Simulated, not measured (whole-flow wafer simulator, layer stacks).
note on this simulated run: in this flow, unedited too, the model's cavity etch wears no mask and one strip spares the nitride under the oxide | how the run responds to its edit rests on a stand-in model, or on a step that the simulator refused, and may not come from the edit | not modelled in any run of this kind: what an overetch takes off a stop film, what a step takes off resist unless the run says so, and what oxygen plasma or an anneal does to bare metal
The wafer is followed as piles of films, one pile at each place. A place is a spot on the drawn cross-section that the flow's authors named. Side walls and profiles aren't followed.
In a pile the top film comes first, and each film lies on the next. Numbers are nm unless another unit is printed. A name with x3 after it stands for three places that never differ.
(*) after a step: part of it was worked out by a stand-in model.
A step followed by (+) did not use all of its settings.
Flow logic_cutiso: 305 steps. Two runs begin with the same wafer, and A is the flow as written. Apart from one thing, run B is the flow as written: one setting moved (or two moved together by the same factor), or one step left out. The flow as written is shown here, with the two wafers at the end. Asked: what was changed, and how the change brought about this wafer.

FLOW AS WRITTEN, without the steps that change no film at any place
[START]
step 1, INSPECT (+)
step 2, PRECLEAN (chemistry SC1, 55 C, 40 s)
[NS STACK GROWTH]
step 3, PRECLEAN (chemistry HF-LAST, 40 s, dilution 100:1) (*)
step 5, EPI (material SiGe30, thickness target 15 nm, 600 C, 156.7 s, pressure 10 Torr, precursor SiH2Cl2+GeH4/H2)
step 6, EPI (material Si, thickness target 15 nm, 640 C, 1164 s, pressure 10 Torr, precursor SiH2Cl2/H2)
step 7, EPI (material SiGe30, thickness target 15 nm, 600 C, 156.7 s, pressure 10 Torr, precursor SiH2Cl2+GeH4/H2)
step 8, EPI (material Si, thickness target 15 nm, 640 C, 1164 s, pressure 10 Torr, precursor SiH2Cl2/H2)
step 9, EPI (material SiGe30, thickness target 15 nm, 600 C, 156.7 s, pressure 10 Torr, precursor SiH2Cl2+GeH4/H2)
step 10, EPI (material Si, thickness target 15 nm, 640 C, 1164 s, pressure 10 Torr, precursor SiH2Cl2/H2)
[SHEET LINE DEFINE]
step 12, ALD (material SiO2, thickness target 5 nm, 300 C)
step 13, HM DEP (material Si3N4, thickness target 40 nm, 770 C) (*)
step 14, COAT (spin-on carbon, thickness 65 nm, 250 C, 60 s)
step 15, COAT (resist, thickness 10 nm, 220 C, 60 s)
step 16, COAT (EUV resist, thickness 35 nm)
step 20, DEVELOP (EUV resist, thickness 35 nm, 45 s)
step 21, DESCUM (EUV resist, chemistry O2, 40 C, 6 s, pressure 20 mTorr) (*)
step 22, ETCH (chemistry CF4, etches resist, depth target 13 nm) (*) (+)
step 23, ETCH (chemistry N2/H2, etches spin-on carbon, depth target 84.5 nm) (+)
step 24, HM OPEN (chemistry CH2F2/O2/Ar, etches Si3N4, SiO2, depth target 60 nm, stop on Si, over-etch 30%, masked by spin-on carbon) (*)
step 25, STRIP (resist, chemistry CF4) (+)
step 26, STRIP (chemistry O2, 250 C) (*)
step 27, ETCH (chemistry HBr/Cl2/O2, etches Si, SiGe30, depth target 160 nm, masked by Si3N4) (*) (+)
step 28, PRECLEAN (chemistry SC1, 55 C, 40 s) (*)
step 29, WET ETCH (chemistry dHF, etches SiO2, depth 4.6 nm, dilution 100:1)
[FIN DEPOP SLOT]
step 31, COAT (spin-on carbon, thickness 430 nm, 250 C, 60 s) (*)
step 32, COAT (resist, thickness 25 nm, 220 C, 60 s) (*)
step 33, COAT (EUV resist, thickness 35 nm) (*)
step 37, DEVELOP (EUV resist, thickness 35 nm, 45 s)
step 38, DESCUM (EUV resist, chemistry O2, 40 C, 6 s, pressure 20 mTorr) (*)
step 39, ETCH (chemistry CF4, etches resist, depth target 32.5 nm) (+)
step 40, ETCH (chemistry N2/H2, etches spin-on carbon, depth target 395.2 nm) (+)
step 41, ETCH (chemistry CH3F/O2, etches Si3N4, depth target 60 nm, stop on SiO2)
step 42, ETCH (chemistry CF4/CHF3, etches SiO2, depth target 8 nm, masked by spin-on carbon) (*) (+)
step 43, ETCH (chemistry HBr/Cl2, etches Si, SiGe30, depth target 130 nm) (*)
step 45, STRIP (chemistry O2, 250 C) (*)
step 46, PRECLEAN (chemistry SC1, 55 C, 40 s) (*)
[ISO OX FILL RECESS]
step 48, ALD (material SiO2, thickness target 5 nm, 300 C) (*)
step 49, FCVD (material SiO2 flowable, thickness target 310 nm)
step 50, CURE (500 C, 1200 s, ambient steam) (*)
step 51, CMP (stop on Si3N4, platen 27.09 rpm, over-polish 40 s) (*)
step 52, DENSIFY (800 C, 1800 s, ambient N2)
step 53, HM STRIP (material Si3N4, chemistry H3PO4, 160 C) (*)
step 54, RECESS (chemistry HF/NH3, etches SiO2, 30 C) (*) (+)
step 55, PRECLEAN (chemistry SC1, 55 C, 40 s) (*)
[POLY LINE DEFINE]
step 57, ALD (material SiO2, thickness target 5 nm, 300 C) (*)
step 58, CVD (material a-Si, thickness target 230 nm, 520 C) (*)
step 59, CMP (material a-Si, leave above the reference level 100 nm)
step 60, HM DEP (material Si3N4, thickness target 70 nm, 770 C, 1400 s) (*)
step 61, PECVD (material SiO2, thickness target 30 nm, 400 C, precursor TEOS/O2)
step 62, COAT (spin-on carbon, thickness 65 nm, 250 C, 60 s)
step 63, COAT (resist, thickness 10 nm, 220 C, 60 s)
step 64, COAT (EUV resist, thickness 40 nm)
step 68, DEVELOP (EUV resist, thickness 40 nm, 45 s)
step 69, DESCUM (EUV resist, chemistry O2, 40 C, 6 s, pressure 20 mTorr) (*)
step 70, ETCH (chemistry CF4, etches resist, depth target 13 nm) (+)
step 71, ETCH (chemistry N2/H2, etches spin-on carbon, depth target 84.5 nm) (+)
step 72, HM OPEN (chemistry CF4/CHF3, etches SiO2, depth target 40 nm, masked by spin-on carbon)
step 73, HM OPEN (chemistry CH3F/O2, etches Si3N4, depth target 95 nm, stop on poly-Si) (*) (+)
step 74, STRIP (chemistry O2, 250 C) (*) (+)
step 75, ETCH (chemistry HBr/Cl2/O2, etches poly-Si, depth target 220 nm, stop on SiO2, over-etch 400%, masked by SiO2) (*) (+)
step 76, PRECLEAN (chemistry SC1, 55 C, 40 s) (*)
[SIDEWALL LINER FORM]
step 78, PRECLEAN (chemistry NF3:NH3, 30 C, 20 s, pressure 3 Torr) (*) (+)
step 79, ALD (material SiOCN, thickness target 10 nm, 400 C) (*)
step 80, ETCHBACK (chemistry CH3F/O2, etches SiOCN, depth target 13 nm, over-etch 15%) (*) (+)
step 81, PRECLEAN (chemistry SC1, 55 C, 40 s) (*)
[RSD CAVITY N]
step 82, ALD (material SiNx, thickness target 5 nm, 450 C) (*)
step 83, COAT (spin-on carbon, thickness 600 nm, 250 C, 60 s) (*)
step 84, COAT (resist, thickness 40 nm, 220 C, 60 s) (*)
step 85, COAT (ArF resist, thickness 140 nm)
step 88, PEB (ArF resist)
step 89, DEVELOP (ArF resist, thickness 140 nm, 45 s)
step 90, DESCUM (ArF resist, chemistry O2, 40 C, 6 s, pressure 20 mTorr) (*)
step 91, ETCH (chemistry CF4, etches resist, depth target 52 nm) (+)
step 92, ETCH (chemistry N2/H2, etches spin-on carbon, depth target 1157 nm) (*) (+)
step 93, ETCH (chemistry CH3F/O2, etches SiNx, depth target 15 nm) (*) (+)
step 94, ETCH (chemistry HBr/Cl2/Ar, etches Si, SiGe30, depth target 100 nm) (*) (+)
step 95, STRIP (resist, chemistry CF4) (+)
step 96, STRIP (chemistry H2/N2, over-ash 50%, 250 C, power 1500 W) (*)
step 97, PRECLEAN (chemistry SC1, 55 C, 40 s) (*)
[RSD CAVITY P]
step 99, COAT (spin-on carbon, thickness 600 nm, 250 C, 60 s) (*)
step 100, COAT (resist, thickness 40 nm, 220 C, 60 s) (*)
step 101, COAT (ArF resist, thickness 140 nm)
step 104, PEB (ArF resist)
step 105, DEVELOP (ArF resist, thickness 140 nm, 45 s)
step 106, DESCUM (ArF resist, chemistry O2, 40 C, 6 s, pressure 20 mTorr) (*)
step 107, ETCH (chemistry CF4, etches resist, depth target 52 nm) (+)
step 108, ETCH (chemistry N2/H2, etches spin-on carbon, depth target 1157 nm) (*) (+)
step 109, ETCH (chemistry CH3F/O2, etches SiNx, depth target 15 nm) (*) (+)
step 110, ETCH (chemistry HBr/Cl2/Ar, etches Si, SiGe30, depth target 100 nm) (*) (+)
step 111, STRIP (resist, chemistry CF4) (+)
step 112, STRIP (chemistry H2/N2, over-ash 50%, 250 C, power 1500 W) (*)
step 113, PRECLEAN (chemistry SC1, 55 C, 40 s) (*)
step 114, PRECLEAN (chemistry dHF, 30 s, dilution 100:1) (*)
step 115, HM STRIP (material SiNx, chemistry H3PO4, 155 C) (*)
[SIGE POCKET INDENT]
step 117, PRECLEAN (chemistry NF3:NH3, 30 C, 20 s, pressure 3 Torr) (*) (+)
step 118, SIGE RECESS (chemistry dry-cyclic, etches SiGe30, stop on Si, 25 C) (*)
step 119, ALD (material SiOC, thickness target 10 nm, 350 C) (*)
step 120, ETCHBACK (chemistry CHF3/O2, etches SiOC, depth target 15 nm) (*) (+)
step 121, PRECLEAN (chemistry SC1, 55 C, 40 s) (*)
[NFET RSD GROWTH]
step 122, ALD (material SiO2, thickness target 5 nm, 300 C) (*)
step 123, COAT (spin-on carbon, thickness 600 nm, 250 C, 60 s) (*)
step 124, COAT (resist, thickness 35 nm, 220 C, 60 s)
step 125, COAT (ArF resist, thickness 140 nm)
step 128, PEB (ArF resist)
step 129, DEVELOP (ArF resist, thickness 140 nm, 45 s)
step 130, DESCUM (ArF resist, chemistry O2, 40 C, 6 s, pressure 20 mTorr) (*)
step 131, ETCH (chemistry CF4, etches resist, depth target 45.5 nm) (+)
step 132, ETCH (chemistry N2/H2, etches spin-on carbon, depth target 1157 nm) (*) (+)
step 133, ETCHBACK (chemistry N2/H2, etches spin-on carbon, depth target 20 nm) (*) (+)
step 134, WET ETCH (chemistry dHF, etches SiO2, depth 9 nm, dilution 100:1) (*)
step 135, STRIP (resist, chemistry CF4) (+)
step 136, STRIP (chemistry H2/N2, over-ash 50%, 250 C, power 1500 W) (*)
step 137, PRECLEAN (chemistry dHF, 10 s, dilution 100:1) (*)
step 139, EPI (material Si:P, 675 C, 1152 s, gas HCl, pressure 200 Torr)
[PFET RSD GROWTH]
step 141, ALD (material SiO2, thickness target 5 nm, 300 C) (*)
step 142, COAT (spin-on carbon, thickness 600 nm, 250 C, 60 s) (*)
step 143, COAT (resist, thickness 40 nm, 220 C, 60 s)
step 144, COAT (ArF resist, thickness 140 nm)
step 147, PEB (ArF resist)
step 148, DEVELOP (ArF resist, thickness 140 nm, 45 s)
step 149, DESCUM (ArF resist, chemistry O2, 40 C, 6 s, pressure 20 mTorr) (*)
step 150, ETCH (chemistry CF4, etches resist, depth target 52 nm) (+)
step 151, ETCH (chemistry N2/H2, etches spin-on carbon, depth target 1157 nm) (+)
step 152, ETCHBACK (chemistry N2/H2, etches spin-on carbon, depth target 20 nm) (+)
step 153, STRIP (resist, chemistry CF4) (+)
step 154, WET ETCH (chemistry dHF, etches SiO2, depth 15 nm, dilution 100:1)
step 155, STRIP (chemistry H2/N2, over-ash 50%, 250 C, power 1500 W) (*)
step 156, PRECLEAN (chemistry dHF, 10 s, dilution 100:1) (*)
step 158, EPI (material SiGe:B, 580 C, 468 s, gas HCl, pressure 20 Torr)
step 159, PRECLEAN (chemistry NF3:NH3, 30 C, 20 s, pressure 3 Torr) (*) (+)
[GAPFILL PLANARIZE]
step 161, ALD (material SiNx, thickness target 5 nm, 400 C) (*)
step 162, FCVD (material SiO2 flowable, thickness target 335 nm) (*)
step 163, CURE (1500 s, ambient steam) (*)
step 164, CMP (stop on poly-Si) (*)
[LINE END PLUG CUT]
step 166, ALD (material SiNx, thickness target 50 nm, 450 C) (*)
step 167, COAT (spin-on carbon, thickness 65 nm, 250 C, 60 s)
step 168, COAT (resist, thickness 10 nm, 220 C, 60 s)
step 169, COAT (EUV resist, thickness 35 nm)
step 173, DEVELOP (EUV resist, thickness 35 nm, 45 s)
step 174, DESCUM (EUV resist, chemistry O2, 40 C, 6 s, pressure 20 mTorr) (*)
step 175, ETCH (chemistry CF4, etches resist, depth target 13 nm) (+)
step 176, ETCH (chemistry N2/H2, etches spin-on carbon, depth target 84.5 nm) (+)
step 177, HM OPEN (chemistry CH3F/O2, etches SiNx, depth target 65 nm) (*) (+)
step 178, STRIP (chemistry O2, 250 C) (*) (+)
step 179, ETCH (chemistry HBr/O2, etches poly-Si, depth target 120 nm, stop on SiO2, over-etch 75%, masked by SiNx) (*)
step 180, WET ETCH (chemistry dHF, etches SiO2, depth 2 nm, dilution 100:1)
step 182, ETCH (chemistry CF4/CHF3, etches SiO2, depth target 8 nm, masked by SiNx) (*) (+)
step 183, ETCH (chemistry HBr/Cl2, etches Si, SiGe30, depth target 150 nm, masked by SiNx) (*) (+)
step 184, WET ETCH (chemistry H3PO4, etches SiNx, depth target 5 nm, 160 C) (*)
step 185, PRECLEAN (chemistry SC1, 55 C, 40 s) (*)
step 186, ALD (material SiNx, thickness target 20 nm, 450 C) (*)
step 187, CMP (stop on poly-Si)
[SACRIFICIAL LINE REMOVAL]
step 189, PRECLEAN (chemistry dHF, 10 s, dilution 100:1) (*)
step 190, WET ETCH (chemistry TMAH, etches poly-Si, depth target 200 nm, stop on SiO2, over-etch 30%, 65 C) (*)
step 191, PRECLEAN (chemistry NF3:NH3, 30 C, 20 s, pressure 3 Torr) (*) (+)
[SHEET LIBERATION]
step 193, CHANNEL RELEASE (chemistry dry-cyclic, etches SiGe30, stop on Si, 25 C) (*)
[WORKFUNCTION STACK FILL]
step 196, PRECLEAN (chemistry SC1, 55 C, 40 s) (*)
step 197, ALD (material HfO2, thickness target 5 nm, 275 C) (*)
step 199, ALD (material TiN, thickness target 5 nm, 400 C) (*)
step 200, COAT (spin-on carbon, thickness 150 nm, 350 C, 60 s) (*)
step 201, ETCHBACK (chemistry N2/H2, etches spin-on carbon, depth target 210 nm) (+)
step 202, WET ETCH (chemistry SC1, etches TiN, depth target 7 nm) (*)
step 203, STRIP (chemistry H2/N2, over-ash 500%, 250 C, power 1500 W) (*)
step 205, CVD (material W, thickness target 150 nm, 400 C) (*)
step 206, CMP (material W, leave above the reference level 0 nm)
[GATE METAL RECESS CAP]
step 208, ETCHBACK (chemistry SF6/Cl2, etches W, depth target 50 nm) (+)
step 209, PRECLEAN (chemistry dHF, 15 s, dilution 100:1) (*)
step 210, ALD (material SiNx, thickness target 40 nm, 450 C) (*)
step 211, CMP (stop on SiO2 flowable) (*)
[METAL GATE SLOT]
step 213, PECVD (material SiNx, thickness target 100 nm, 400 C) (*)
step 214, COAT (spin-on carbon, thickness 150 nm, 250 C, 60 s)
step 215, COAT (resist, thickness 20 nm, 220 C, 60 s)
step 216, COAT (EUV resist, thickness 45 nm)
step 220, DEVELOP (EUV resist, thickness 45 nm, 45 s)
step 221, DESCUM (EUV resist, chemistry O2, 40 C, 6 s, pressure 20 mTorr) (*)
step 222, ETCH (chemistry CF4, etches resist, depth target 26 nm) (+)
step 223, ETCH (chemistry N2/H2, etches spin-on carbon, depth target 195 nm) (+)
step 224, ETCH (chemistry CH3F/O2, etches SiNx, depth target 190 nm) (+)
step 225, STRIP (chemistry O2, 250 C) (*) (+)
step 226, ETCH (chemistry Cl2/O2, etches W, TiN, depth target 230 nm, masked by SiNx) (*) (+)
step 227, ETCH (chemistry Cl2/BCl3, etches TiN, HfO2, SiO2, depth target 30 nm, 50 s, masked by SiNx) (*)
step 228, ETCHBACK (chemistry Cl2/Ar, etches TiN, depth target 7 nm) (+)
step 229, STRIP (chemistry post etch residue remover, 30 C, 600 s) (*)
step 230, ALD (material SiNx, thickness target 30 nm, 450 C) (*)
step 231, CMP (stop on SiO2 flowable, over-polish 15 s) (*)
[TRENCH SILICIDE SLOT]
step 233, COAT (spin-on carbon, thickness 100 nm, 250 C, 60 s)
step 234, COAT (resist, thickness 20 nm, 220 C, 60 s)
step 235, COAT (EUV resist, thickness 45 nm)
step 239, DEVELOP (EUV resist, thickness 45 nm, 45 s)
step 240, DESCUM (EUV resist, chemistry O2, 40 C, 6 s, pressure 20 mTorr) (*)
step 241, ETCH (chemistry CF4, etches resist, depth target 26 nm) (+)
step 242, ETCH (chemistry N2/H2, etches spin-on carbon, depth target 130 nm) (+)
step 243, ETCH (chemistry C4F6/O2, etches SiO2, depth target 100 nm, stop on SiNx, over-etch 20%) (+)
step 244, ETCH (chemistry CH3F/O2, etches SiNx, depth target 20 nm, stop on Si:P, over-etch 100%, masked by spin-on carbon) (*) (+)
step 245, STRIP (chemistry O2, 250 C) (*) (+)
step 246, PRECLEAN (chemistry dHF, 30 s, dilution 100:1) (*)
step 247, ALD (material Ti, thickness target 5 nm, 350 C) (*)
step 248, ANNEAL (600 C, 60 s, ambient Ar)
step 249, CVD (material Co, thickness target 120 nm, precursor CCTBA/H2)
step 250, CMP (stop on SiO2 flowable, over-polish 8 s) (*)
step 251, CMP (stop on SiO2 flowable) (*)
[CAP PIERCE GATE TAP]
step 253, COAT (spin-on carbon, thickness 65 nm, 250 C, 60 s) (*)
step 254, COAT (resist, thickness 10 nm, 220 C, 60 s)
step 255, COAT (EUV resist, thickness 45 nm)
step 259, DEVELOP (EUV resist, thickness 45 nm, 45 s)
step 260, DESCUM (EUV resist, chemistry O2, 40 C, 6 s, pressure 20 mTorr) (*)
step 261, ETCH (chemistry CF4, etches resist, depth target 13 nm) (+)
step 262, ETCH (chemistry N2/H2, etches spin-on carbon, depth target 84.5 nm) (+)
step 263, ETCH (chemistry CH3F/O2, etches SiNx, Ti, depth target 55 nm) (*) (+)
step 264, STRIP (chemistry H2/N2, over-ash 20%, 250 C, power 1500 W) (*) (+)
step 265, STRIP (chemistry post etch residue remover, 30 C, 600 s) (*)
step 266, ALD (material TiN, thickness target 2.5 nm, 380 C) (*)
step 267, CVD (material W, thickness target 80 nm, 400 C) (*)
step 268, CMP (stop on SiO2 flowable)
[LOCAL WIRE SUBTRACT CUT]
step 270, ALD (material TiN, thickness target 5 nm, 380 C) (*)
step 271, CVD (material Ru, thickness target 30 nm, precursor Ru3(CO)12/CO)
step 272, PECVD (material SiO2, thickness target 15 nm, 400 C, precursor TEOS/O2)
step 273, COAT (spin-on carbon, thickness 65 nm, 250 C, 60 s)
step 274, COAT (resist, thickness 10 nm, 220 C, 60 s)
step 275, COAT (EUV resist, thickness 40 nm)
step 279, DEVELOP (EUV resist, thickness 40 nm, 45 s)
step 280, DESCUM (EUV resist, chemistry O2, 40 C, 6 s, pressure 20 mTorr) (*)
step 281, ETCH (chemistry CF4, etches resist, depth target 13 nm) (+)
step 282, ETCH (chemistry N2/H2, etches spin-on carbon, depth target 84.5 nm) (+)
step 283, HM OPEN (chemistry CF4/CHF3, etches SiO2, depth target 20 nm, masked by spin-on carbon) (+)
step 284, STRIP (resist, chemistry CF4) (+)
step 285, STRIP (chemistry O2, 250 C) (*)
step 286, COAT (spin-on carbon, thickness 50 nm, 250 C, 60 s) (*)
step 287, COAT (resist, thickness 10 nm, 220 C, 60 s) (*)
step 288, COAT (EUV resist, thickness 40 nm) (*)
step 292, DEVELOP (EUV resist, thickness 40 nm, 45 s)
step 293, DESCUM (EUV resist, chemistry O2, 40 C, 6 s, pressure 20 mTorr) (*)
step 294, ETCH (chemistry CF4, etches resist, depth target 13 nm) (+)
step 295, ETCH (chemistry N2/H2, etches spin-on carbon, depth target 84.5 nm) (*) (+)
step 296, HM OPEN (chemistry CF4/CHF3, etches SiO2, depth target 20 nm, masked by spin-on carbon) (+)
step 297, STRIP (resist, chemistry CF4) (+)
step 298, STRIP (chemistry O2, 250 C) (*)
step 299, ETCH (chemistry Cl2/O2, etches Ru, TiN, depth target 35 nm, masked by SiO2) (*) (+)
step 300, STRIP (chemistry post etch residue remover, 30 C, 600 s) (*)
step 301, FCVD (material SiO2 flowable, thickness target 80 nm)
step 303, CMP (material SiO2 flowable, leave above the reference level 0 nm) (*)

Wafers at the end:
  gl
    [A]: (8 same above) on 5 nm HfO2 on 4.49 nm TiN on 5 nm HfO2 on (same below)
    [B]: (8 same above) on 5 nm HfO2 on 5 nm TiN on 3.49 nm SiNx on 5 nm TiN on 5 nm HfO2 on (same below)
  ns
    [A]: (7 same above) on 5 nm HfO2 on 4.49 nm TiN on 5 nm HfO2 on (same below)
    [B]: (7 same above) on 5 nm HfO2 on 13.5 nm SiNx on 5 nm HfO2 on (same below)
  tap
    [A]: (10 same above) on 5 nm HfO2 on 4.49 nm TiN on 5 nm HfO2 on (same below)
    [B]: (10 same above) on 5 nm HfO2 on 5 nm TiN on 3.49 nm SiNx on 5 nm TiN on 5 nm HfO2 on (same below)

The reason: step 9, EPI: thickness target 24 nm was run, though the flow has thickness target 15 nm; step 9, EPI: 250.7 s was run, where the flow has 156.7 s.

Step by step, how the change led to this:
  step 9, EPI (material SiGe30, thickness target 15 nm, 600 C, 156.7 s, pressure 10 Torr, precursor SiH2Cl2+GeH4/H2)
      depop, dpovl, gfld and 19 more: A +15 SiGe30 (new film) | B +24 SiGe30 (new film)
  step 27, ETCH (chemistry HBr/Cl2/O2, etches Si, SiGe30, depth target 160 nm, masked by Si3N4) (*) (+)
      gfld, gxf, iso, lnri: A -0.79 chemical SiO2 (all of it), -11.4 Si (all of it), -15 SiGe30 (all of it), -15 Si (all of it), -15 SiGe30 (all of it), -15 Si (all of it), -15 SiGe30 (all of it), -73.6 Si | B -0.79 chemical SiO2 (all of it), -11.4 Si (all of it), -24 SiGe30 (all of it), -15 Si (all of it), -15 SiGe30 (all of it), -15 Si (all of it), -15 SiGe30 (all of it), -64.6 Si
      dpovl, nsgap: A -0.79 chemical SiO2 (all of it), -11.8 Si (all of it), -15 SiGe30 (all of it), -15 Si (all of it), -15 SiGe30 (all of it), -15 Si (all of it), -15 SiGe30 (all of it), -73.2 Si | B -0.79 chemical SiO2 (all of it), -11.8 Si (all of it), -24 SiGe30 (all of it), -15 Si (all of it), -15 SiGe30 (all of it), -15 Si (all of it), -15 SiGe30 (all of it), -64.2 Si
      (and at 1 other place as well)
  step 43, ETCH (chemistry HBr/Cl2, etches Si, SiGe30, depth target 130 nm) (*)
      depop: A -14 Si (all of it), -15 SiGe30 (all of it), -15 Si (all of it), -15 SiGe30 (all of it), -15 Si (all of it), -15 SiGe30 (all of it), -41 Si | B -14 Si (all of it), -24 SiGe30 (all of it), -15 Si (all of it), -15 SiGe30 (all of it), -15 Si (all of it), -15 SiGe30 (all of it), -32 Si
  step 94, ETCH (chemistry HBr/Cl2/Ar, etches Si, SiGe30, depth target 100 nm) (*) (+)
      rsdn, rsdx: A -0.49 chemical SiO2 (all of it), -12.8 Si (all of it), -15 SiGe30 (all of it), -15 Si (all of it), -15 SiGe30 (all of it), -15 Si (all of it), -15 SiGe30 (all of it), -12.2 Si | B -0.49 chemical SiO2 (all of it), -12.8 Si (all of it), -24 SiGe30 (all of it), -15 Si (all of it), -15 SiGe30 (all of it), -15 Si (all of it), -15 SiGe30 (all of it), -3.16 Si
  step 110, ETCH (chemistry HBr/Cl2/Ar, etches Si, SiGe30, depth target 100 nm) (*) (+)
      rsdp, rsdw: A -0.49 chemical SiO2 (all of it), -12.8 Si (all of it), -15 SiGe30 (all of it), -15 Si (all of it), -15 SiGe30 (all of it), -15 Si (all of it), -15 SiGe30 (all of it), -12.2 Si | B -0.49 chemical SiO2 (all of it), -12.8 Si (all of it), -24 SiGe30 (all of it), -15 Si (all of it), -15 SiGe30 (all of it), -15 Si (all of it), -15 SiGe30 (all of it), -3.16 Si
  step 118, SIGE RECESS (chemistry dry-cyclic, etches SiGe30, stop on Si, 25 C) (*)
      lnr, lnrp, lnrt: A -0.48 SiOCN, -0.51 Si, +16 cavity (new film), -15 SiGe30 (all of it), -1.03 Si, +16 cavity (new film), -15 SiGe30 (all of it), -1.03 Si, +16 cavity (new film), -15 SiGe30 (all of it), -0.51 Si | B -0.48 SiOCN, -0.51 Si, +25 cavity (new film), -24 SiGe30 (all of it), -1.03 Si, +16 cavity (new film), -15 SiGe30 (all of it), -1.03 Si, +16 cavity (new film), -15 SiGe30 (all of it), -0.51 Si
  step 119, ALD (material SiOC, thickness target 10 nm, 350 C) (*)
      lnr, lnrp, lnrt: A +10 SiOC (new film), +16 SiOC (new film), -16 cavity (all of it), +16 SiOC (new film), -16 cavity (all of it), +16 SiOC (new film), -16 cavity (all of it) | B +10 SiOC (new film), +25 SiOC (new film), -25 cavity (all of it), +16 SiOC (new film), -16 cavity (all of it), +16 SiOC (new film), -16 cavity (all of it)
  step 183, ETCH (chemistry HBr/Cl2, etches Si, SiGe30, depth target 150 nm, masked by SiNx) (*) (+)
      plug: A -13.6 Si (all of it), -15 SiGe30 (all of it), -15 Si (all of it), -15 SiGe30 (all of it), -15 Si (all of it), -15 SiGe30 (all of it), -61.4 Si | B -13.6 Si (all of it), -24 SiGe30 (all of it), -15 Si (all of it), -15 SiGe30 (all of it), -15 Si (all of it), -15 SiGe30 (all of it), -52.4 Si
  step 193, CHANNEL RELEASE (chemistry dry-cyclic, etches SiGe30, stop on Si, 25 C) (*)
      gl, glp, gxn, gxp, ns, tap: A +0.8 chemical SiO2 (new film), -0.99 Si, +0.8 chemical SiO2 (new film), +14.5 cavity (new film), +0.8 chemical SiO2 (new film), -15 SiGe30 (all of it), -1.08 Si, +0.8 chemical SiO2 (new film), +14.5 cavity (new film), +0.8 chemical SiO2 (new film), -15 SiGe30 (all of it), -1.08 Si, +0.8 chemical SiO2 (new film), +14.5 cavity (new film), +0.8 chemical SiO2 (new film), -15 SiGe30 (all of it), -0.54 Si | B +0.8 chemical SiO2 (new film), -0.99 Si, +0.8 chemical SiO2 (new film), +23.5 cavity (new film), +0.8 chemical SiO2 (new film), -24 SiGe30 (all of it), -1.08 Si, +0.8 chemical SiO2 (new film), +14.5 cavity (new film), +0.8 chemical SiO2 (new film), -15 SiGe30 (all of it), -1.08 Si, +0.8 chemical SiO2 (new film), +14.5 cavity (new film), +0.8 chemical SiO2 (new film), -15 SiGe30 (all of it), -0.54 Si
  step 199, ALD (material TiN, thickness target 5 nm, 400 C) (*)
      gl, glp, tap: A +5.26 TiN (new film), +4.49 TiN (new film), -4.49 cavity (all of it), +4.49 TiN (new film), -4.49 cavity (all of it), +4.49 TiN (new film), -4.49 cavity (all of it) | B +5.26 TiN (new film), +5 TiN (new film), -10 cavity, +5 TiN (new film), +4.49 TiN (new film), -4.49 cavity (all of it), +4.49 TiN (new film), -4.49 cavity (all of it)
      gxn, gxp, ns: A +5 TiN (new film), +4.49 TiN (new film), -4.49 cavity (all of it), +4.49 TiN (new film), -4.49 cavity (all of it), +4.49 TiN (new film), -4.49 cavity (all of it) | B +5 TiN (new film), +5 TiN (new film), -10 cavity, +5 TiN (new film), +4.49 TiN (new film), -4.49 cavity (all of it), +4.49 TiN (new film), -4.49 cavity (all of it)
  step 202, WET ETCH (chemistry SC1, etches TiN, depth target 7 nm) (*)
      ns: A -5 TiN (all of it) | B -5 TiN (all of it), -5 TiN (all of it), +10 cavity, -5 TiN (all of it)
  step 210, ALD (material SiNx, thickness target 40 nm, 450 C) (*)
      gl, glp, gxn, gxp, tap: A +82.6 SiNx (new film) | B +82.6 SiNx (new film), +3.49 SiNx (new film), -3.49 cavity (all of it)
      ns: A +40 SiNx (new film) | B +40 SiNx (new film), +13.5 SiNx (new film), -13.5 cavity (all of it)
If metal films that touch count as one body, gl has 5 bodies (between them, from the top down: HfO2 5 / chemical SiO2 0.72 / Si 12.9 / chemical SiO2 0.8 / HfO2 5; SiNx 3.49; HfO2 5 / chemical SiO2 0.8 / Si 13.9 / chemical SiO2 0.8 / HfO2 5; HfO2 5 / chemical SiO2 0.8 / Si 13.9 / chemical SiO2 0.8 / HfO2 5); the flow as written gives 4 bodies (between them, from the top down: HfO2 5 / chemical SiO2 0.72 / Si 12.9 / chemical SiO2 0.8 / HfO2 5; HfO2 5 / chemical SiO2 0.8 / Si 13.9 / chemical SiO2 0.8 / HfO2 5; HfO2 5 / chemical SiO2 0.8 / Si 13.9 / chemical SiO2 0.8 / HfO2 5).
If metal films that touch count as one body, ns has 3 bodies (between them, from the top down: HfO2 5 / chemical SiO2 0.72 / Si 12.9 / chemical SiO2 0.8 / HfO2 5 / SiNx 13.5 / HfO2 5 / chemical SiO2 0.8 / Si 13.9 / chemical SiO2 0.8 / HfO2 5; HfO2 5 / chemical SiO2 0.8 / Si 13.9 / chemical SiO2 0.8 / HfO2 5); the flow as written gives 4 bodies (between them, from the top down: HfO2 5 / chemical SiO2 0.72 / Si 12.9 / chemical SiO2 0.8 / HfO2 5; HfO2 5 / chemical SiO2 0.8 / Si 13.9 / chemical SiO2 0.8 / HfO2 5; HfO2 5 / chemical SiO2 0.8 / Si 13.9 / chemical SiO2 0.8 / HfO2 5).
If metal films that touch count as one body, tap has 5 bodies (between them, from the top down: HfO2 5 / chemical SiO2 0.72 / Si 12.9 / chemical SiO2 0.8 / HfO2 5; SiNx 3.49; HfO2 5 / chemical SiO2 0.8 / Si 13.9 / chemical SiO2 0.8 / HfO2 5; HfO2 5 / chemical SiO2 0.8 / Si 13.9 / chemical SiO2 0.8 / HfO2 5); the flow as written gives 4 bodies (between them, from the top down: HfO2 5 / chemical SiO2 0.72 / Si 12.9 / chemical SiO2 0.8 / HfO2 5; HfO2 5 / chemical SiO2 0.8 / Si 13.9 / chemical SiO2 0.8 / HfO2 5; HfO2 5 / chemical SiO2 0.8 / Si 13.9 / chemical SiO2 0.8 / HfO2 5).
